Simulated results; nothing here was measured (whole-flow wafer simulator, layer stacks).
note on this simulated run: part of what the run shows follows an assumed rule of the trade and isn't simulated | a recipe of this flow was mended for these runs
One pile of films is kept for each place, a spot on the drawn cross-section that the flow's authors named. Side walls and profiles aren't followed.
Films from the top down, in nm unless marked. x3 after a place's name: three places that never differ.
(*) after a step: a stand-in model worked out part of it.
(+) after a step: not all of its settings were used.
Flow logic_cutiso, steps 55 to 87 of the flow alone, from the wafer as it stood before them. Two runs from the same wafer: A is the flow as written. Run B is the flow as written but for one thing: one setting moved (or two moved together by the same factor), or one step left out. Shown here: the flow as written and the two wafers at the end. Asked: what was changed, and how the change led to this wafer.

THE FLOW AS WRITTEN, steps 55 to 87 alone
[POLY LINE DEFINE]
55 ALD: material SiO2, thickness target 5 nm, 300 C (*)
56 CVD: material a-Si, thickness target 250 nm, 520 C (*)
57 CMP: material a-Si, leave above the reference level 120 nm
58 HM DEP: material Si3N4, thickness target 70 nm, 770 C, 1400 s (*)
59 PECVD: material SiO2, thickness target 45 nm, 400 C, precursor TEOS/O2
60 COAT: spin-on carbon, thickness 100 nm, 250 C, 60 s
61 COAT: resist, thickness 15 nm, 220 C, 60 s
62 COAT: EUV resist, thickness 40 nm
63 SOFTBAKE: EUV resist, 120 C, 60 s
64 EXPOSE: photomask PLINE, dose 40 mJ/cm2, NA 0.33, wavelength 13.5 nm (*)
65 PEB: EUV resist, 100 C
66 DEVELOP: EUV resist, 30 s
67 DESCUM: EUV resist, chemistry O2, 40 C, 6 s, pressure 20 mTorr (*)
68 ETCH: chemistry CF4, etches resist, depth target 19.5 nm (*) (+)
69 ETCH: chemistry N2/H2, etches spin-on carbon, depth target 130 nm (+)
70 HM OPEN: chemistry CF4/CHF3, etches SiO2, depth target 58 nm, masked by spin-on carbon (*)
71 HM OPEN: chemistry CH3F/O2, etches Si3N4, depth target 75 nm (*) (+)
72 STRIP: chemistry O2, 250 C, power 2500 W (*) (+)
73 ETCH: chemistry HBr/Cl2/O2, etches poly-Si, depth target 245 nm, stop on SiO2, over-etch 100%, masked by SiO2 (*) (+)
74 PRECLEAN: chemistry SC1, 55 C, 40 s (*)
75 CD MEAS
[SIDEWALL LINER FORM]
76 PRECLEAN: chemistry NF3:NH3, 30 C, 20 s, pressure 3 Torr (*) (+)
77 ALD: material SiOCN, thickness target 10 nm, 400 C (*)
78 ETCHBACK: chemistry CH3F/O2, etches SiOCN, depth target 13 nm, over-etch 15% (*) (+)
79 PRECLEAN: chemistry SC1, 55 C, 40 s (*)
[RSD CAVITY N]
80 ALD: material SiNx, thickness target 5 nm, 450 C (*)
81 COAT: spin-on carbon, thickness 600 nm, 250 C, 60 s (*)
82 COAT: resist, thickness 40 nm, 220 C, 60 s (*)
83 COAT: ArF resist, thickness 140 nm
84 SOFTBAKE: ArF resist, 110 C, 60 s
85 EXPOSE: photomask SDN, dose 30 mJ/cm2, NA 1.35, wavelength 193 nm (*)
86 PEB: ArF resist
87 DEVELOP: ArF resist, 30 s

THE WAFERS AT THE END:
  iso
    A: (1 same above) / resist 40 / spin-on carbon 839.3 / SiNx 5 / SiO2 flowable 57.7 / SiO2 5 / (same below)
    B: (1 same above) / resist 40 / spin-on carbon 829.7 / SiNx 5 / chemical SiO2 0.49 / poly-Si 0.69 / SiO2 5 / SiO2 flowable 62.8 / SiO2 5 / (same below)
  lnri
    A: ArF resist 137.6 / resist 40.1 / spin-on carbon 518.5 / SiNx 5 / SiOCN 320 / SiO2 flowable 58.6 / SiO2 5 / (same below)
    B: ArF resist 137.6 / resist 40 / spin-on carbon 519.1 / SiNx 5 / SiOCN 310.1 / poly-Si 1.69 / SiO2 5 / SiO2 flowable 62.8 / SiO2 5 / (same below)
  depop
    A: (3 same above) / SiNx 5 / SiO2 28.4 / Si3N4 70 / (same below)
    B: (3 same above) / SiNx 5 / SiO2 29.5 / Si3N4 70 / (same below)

The cause: step 73, ETCH: depth target 105.3 nm was run, where the flow has depth target 245 nm.

How the change led to this, step by step:
  73 ETCH: chemistry HBr/Cl2/O2, etches poly-Si, depth target 245 nm, stop on SiO2, over-etch 100%, masked by SiO2 (*) (+)
      iso, lnri: A chemical SiO2 -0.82 (all of it), poly-Si -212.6 (all of it), SiO2 -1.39 | B chemical SiO2 -0.82 (all of it), poly-Si -210.6
      depop, dpovl x3, gfld and 8 more: A SiO2 -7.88 | B SiO2 -6.8
      (and at 7 more places)
  76 PRECLEAN: chemistry NF3:NH3, 30 C, 20 s, pressure 3 Torr (*) (+)
      iso, lnri: A SiO2 -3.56 (all of it), SiO2 flowable -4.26 | B chemical SiO2 -0.49 (all of it)
      lnr, lnrp, lnrt, rsdn, rsdp, rsdw, rsdx: A SiO2 -3.09 (all of it), chemical SiO2 -0.49 (all of it) | B SiO2 -4.48 (all of it), chemical SiO2 -0.49 (all of it)
  78 ETCHBACK: chemistry CH3F/O2, etches SiOCN, depth target 13 nm, over-etch 15% (*) (+)
      iso: A SiOCN -10 (all of it), SiO2 flowable -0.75 | B SiOCN -10 (all of it), poly-Si -0.7
